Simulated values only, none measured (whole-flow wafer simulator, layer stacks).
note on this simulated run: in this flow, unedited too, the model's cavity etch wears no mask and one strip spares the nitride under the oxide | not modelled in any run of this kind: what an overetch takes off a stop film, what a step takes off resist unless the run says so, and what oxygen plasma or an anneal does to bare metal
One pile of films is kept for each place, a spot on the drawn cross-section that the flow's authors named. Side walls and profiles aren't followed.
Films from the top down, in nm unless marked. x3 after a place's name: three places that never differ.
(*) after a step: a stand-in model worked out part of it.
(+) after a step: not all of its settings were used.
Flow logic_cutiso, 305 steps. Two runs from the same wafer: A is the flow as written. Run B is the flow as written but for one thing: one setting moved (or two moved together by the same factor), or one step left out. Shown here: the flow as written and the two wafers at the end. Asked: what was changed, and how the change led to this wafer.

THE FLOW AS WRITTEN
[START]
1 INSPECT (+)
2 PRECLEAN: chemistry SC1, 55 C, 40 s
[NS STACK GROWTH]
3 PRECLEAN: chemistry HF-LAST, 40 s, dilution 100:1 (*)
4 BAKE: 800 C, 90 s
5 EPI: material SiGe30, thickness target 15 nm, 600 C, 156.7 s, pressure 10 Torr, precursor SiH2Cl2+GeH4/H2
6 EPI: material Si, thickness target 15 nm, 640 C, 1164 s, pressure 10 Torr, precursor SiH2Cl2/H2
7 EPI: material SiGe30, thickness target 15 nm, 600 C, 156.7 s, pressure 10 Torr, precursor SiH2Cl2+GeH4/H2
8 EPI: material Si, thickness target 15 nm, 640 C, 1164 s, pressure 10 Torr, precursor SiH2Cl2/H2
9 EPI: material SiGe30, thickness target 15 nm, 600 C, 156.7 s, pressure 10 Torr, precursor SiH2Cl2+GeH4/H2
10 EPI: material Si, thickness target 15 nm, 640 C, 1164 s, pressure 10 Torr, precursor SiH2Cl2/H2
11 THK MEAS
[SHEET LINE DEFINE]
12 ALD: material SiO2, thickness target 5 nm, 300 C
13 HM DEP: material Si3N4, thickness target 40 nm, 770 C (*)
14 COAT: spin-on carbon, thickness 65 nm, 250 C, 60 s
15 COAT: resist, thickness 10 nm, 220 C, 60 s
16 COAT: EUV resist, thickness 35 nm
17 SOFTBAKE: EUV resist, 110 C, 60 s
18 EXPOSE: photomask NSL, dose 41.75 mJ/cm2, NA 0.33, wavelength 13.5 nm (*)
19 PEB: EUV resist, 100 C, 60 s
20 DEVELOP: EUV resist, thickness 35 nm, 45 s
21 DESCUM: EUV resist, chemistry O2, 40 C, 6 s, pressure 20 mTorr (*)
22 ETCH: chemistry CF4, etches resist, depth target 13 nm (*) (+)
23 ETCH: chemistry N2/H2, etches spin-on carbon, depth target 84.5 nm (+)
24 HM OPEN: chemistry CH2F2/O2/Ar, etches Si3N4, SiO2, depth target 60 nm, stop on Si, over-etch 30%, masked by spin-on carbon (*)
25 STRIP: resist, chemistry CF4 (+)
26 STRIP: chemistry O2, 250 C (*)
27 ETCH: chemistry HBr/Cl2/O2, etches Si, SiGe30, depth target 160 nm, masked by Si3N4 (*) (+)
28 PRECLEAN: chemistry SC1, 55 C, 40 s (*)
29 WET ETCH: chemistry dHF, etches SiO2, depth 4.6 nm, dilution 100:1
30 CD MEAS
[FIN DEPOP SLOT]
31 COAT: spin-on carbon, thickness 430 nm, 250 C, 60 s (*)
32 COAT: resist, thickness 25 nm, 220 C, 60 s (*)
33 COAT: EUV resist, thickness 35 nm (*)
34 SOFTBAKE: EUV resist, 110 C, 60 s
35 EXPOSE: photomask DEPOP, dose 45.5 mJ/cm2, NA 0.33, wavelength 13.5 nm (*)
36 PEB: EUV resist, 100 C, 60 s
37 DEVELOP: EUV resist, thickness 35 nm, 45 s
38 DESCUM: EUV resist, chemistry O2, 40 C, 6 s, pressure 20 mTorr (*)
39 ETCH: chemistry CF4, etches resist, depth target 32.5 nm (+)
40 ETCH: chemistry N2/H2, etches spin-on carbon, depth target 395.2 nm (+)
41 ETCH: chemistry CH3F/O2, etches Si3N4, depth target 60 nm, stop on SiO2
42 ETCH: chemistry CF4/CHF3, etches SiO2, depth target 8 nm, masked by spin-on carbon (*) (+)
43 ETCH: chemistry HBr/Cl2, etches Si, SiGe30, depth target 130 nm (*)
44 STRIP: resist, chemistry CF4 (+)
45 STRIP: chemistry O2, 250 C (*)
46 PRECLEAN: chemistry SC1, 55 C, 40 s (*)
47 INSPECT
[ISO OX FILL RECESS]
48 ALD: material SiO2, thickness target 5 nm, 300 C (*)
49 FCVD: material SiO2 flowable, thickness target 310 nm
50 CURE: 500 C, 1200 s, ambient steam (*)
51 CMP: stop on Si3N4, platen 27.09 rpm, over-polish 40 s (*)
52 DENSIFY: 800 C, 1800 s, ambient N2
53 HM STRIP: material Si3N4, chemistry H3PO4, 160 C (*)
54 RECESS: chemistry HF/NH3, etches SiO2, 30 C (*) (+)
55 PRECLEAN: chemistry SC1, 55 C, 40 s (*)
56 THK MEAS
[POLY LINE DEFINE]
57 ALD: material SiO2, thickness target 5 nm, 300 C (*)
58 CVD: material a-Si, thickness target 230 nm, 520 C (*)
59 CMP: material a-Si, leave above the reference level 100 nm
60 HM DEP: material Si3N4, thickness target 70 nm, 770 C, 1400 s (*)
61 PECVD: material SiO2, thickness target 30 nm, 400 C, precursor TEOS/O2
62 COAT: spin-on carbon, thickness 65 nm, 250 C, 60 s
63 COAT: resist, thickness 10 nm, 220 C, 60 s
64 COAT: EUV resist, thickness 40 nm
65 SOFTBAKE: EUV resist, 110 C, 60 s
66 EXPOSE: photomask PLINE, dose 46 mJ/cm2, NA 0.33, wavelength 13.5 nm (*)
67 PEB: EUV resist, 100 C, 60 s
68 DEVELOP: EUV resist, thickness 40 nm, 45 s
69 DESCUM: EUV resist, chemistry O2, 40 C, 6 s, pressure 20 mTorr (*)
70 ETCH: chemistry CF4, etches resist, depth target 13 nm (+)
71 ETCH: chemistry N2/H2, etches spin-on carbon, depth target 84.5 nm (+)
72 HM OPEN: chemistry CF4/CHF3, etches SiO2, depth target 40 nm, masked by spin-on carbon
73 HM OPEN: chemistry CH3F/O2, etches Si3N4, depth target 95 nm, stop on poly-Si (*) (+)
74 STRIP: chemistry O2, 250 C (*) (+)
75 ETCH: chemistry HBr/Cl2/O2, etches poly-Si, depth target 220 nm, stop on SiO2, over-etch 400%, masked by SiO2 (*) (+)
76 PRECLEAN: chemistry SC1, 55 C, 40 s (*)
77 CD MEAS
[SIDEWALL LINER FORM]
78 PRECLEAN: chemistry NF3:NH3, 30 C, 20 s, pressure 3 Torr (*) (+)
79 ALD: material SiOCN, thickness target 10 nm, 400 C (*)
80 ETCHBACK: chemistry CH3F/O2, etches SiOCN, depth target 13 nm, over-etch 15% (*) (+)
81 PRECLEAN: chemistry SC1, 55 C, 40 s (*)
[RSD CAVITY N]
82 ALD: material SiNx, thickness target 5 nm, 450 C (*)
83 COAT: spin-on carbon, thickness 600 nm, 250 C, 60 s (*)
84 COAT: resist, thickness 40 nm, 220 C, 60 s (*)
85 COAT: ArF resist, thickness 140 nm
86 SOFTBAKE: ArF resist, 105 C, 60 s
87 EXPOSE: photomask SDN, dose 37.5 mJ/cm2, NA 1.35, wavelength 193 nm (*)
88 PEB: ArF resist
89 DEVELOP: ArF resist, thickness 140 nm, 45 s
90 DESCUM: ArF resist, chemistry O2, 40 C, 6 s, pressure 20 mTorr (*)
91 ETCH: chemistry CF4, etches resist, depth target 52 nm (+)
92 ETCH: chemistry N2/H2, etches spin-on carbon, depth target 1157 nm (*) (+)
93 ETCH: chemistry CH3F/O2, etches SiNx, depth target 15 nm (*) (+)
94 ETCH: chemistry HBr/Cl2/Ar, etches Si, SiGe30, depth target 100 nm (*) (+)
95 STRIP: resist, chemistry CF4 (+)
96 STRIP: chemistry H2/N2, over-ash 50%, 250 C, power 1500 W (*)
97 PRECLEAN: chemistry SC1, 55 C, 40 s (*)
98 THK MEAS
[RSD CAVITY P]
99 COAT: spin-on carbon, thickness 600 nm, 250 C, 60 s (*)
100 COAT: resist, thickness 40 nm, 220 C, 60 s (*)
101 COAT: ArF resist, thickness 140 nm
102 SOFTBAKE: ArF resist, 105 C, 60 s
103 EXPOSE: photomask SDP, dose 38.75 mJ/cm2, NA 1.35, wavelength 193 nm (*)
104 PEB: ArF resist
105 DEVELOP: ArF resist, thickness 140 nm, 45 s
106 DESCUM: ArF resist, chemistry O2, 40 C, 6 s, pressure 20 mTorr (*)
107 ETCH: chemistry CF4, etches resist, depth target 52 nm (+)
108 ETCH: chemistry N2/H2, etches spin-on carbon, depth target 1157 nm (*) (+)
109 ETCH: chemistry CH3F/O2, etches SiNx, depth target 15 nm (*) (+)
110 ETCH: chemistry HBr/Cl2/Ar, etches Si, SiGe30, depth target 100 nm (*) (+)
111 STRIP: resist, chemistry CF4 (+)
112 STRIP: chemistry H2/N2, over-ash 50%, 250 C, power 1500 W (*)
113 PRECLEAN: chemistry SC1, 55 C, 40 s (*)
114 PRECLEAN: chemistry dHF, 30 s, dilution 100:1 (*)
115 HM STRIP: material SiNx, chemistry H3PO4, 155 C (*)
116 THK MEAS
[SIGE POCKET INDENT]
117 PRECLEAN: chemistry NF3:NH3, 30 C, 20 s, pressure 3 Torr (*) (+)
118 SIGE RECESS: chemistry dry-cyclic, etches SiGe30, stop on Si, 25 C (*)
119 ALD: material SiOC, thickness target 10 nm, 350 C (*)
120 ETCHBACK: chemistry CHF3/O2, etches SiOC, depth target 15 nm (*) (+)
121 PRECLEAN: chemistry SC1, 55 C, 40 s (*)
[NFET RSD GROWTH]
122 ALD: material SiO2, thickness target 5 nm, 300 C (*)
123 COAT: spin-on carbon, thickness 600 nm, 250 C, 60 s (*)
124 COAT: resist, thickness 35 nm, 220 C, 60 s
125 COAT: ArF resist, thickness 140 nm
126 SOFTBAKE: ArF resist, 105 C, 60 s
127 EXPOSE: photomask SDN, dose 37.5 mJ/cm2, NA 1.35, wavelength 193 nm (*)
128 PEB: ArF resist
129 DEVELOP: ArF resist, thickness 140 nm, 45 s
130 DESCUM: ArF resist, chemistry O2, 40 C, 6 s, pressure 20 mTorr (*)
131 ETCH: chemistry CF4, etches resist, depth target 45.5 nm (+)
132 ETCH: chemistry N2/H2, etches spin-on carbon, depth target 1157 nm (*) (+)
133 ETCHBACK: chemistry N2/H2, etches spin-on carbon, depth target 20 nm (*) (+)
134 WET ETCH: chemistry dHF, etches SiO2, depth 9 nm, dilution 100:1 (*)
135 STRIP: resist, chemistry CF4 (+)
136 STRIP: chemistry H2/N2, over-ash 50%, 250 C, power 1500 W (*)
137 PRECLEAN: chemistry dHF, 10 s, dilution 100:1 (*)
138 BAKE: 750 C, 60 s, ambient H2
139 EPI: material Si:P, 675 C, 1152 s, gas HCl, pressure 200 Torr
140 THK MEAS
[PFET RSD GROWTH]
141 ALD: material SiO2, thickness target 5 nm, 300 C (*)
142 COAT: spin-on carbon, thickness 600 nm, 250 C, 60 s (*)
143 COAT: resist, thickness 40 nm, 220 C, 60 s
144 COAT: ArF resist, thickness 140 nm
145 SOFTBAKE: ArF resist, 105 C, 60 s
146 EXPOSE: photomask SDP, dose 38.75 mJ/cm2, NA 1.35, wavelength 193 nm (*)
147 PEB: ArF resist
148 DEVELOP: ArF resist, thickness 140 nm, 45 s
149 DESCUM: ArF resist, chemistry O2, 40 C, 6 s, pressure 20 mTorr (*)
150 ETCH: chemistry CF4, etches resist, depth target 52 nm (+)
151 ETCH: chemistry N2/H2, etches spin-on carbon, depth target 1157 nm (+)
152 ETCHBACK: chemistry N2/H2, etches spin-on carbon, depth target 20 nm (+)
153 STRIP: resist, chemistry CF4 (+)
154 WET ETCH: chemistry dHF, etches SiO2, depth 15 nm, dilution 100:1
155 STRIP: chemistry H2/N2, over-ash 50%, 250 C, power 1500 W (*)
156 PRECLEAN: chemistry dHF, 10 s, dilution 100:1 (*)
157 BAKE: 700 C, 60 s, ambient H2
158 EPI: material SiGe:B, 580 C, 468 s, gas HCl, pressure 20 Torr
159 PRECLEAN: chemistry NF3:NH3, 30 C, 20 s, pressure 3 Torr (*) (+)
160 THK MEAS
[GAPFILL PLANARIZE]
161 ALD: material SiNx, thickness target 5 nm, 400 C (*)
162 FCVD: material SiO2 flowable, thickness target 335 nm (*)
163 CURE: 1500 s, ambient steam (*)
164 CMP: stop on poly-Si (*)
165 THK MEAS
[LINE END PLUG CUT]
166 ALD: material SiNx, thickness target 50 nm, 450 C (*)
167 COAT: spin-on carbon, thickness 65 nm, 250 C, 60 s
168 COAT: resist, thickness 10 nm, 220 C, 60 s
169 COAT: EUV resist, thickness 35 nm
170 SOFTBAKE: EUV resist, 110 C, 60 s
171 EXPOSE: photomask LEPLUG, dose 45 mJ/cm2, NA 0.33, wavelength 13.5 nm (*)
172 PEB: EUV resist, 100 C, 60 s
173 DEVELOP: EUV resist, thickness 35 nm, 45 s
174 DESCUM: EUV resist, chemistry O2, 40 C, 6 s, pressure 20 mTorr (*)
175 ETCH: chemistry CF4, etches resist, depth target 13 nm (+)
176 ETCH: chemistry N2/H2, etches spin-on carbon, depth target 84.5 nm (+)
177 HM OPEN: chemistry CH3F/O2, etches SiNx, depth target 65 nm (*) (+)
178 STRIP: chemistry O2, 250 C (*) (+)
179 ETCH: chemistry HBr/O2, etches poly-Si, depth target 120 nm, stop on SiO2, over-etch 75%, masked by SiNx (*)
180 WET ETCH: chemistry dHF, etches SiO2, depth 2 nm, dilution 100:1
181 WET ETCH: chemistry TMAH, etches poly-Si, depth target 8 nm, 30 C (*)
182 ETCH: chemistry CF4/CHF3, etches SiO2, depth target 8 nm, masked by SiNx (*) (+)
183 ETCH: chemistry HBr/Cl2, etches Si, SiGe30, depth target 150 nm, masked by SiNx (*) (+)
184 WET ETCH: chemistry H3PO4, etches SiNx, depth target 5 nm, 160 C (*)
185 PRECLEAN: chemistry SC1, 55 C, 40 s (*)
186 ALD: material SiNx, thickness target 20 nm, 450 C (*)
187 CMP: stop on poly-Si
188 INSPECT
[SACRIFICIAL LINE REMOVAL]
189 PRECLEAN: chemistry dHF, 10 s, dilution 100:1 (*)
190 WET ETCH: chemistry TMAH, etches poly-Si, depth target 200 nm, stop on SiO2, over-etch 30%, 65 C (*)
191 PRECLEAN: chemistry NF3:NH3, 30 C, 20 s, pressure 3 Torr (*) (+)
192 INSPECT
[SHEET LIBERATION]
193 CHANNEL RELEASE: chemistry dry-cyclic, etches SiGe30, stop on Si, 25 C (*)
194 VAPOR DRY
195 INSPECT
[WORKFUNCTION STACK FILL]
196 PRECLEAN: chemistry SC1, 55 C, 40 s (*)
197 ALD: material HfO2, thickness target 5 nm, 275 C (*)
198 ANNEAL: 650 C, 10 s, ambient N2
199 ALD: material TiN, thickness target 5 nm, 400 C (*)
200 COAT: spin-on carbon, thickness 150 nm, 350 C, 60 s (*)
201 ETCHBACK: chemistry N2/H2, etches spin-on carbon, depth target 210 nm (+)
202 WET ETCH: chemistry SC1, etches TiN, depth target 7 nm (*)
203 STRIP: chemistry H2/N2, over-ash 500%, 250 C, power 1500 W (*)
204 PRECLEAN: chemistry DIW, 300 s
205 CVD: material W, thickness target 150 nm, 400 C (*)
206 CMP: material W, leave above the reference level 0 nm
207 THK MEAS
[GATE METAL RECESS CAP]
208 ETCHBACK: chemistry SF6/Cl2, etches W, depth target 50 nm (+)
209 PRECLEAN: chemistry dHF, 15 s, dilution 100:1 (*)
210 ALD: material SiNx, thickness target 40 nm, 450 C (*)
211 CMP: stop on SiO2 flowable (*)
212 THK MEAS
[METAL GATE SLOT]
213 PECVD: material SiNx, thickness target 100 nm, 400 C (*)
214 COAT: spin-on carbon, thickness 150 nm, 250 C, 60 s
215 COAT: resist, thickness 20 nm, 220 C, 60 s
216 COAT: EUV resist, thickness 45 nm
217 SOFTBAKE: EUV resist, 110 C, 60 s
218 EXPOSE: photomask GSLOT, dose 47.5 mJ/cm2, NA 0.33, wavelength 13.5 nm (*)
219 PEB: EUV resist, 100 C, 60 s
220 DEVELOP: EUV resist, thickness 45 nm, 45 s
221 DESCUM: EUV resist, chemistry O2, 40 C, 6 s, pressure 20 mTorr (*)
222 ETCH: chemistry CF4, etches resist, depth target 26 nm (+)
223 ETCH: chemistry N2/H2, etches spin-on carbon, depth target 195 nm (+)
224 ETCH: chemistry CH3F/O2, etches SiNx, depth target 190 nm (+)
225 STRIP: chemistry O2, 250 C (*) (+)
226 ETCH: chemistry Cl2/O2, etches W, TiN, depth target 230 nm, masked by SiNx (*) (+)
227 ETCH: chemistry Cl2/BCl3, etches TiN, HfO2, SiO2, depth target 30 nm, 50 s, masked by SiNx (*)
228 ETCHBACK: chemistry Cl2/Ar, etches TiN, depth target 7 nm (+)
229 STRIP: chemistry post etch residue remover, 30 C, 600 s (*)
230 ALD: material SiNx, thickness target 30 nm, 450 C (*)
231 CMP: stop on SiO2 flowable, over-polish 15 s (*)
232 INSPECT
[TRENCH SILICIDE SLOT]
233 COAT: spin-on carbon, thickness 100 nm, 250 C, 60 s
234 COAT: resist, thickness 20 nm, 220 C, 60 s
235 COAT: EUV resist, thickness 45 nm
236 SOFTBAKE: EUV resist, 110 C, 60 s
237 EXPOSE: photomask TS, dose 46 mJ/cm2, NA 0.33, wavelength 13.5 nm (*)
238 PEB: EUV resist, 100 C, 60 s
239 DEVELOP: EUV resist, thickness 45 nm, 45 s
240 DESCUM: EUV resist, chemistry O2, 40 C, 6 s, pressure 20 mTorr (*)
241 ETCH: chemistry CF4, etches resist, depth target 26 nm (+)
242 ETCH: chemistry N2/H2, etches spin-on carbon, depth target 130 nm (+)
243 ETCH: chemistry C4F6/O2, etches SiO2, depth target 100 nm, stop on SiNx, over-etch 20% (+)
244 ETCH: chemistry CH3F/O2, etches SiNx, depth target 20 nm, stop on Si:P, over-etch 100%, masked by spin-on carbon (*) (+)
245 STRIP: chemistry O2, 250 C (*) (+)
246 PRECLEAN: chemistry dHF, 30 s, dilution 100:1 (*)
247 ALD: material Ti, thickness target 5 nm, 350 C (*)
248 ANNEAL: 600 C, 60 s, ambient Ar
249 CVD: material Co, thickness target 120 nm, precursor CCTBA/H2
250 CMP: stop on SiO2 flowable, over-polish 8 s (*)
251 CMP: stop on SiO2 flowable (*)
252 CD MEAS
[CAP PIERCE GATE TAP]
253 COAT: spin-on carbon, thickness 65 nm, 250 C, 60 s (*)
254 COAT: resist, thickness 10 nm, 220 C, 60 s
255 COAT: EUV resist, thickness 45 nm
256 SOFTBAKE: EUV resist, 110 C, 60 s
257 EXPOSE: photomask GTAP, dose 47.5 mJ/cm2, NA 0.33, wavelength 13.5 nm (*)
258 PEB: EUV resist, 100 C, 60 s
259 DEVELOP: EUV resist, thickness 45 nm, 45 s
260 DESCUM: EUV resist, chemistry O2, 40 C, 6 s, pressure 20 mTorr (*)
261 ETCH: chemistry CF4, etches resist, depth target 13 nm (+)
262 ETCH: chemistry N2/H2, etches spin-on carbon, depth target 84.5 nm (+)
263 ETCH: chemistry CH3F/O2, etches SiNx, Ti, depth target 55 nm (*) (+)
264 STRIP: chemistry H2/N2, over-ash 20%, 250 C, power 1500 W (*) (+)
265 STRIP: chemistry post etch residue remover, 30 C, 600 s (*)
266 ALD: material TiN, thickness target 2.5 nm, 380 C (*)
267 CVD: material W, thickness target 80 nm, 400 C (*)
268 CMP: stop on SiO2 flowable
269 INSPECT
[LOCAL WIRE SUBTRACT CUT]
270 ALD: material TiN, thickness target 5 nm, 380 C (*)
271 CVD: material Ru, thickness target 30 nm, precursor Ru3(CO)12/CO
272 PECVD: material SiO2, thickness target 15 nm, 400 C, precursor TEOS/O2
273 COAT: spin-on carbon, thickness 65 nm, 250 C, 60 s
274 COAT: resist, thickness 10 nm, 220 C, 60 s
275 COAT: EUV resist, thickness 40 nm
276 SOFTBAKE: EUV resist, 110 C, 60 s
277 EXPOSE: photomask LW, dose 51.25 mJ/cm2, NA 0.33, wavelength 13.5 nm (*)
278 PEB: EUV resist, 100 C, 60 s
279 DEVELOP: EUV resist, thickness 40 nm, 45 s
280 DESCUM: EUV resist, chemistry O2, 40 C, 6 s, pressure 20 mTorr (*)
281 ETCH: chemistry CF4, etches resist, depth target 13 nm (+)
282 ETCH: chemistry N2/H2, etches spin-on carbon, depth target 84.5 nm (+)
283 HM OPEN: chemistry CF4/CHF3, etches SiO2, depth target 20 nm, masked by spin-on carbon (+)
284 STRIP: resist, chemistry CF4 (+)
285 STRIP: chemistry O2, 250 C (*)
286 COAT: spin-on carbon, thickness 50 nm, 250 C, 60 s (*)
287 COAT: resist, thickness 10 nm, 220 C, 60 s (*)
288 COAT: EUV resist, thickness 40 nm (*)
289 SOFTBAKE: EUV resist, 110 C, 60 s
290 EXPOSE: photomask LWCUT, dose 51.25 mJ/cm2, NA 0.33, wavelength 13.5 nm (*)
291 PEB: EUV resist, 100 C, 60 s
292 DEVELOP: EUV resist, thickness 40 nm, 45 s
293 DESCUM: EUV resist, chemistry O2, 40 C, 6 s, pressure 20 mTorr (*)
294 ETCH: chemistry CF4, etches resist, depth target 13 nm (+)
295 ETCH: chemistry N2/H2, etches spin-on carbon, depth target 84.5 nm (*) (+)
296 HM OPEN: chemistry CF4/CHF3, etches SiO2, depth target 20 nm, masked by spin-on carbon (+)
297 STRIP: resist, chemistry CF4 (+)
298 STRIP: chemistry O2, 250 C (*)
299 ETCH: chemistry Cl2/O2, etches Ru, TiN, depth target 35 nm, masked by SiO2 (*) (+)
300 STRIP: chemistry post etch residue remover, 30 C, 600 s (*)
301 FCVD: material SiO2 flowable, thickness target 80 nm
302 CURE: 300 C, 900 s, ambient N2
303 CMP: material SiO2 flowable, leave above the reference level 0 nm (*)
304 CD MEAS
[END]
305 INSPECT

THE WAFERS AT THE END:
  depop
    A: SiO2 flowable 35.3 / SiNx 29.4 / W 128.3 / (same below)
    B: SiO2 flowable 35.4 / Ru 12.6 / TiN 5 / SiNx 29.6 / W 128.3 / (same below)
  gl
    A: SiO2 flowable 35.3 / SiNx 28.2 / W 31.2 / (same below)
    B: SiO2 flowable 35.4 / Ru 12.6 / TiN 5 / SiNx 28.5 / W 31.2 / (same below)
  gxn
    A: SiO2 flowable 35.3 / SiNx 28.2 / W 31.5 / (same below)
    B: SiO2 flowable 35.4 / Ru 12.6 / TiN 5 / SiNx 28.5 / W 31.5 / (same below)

The cause: step 271, CVD: thickness target 48 nm was run, where the flow has thickness target 30 nm.

How the change led to this, step by step:
  271 CVD: material Ru, thickness target 30 nm, precursor Ru3(CO)12/CO
      depop, dpovl, gfld and 19 more: A Ru +30 (new film) | B Ru +48 (new film)
  299 ETCH: chemistry Cl2/O2, etches Ru, TiN, depth target 35 nm, masked by SiO2 (*) (+)
      depop, dpovl, gfld and 15 more: A Ru -29.6 (all of it), TiN -5 (all of it) | B Ru -35
  301 FCVD: material SiO2 flowable, thickness target 80 nm
      iso, rsdx: A SiO2 flowable +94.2 | B SiO2 flowable +94.3 (new film)
Counting metal films that touch as one body, depop has 2 bodies (between them, from the top down: SiNx 29.6); the flow as written gives 1 body.
Counting metal films that touch as one body, gl has 5 bodies (between them, from the top down: SiNx 28.5; HfO2 5 / chemical SiO2 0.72 / Si 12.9 / chemical SiO2 0.8 / HfO2 5; HfO2 5 / chemical SiO2 0.8 / Si 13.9 / chemical SiO2 0.8 / HfO2 5; HfO2 5 / chemical SiO2 0.8 / Si 13.9 / chemical SiO2 0.8 / HfO2 5); the flow as written gives 4 bodies (between them, from the top down: HfO2 5 / chemical SiO2 0.72 / Si 12.9 / chemical SiO2 0.8 / HfO2 5; HfO2 5 / chemical SiO2 0.8 / Si 13.9 / chemical SiO2 0.8 / HfO2 5; HfO2 5 / chemical SiO2 0.8 / Si 13.9 / chemical SiO2 0.8 / HfO2 5).
Counting metal films that touch as one body, gxn has 5 bodies (between them, from the top down: SiNx 28.5; HfO2 5 / chemical SiO2 0.72 / Si 12.9 / chemical SiO2 0.8 / HfO2 5; HfO2 5 / chemical SiO2 0.8 / Si 13.9 / chemical SiO2 0.8 / HfO2 5; HfO2 5 / chemical SiO2 0.8 / Si 13.9 / chemical SiO2 0.8 / HfO2 5); the flow as written gives 4 bodies (between them, from the top down: HfO2 5 / chemical SiO2 0.72 / Si 12.9 / chemical SiO2 0.8 / HfO2 5; HfO2 5 / chemical SiO2 0.8 / Si 13.9 / chemical SiO2 0.8 / HfO2 5; HfO2 5 / chemical SiO2 0.8 / Si 13.9 / chemical SiO2 0.8 / HfO2 5).
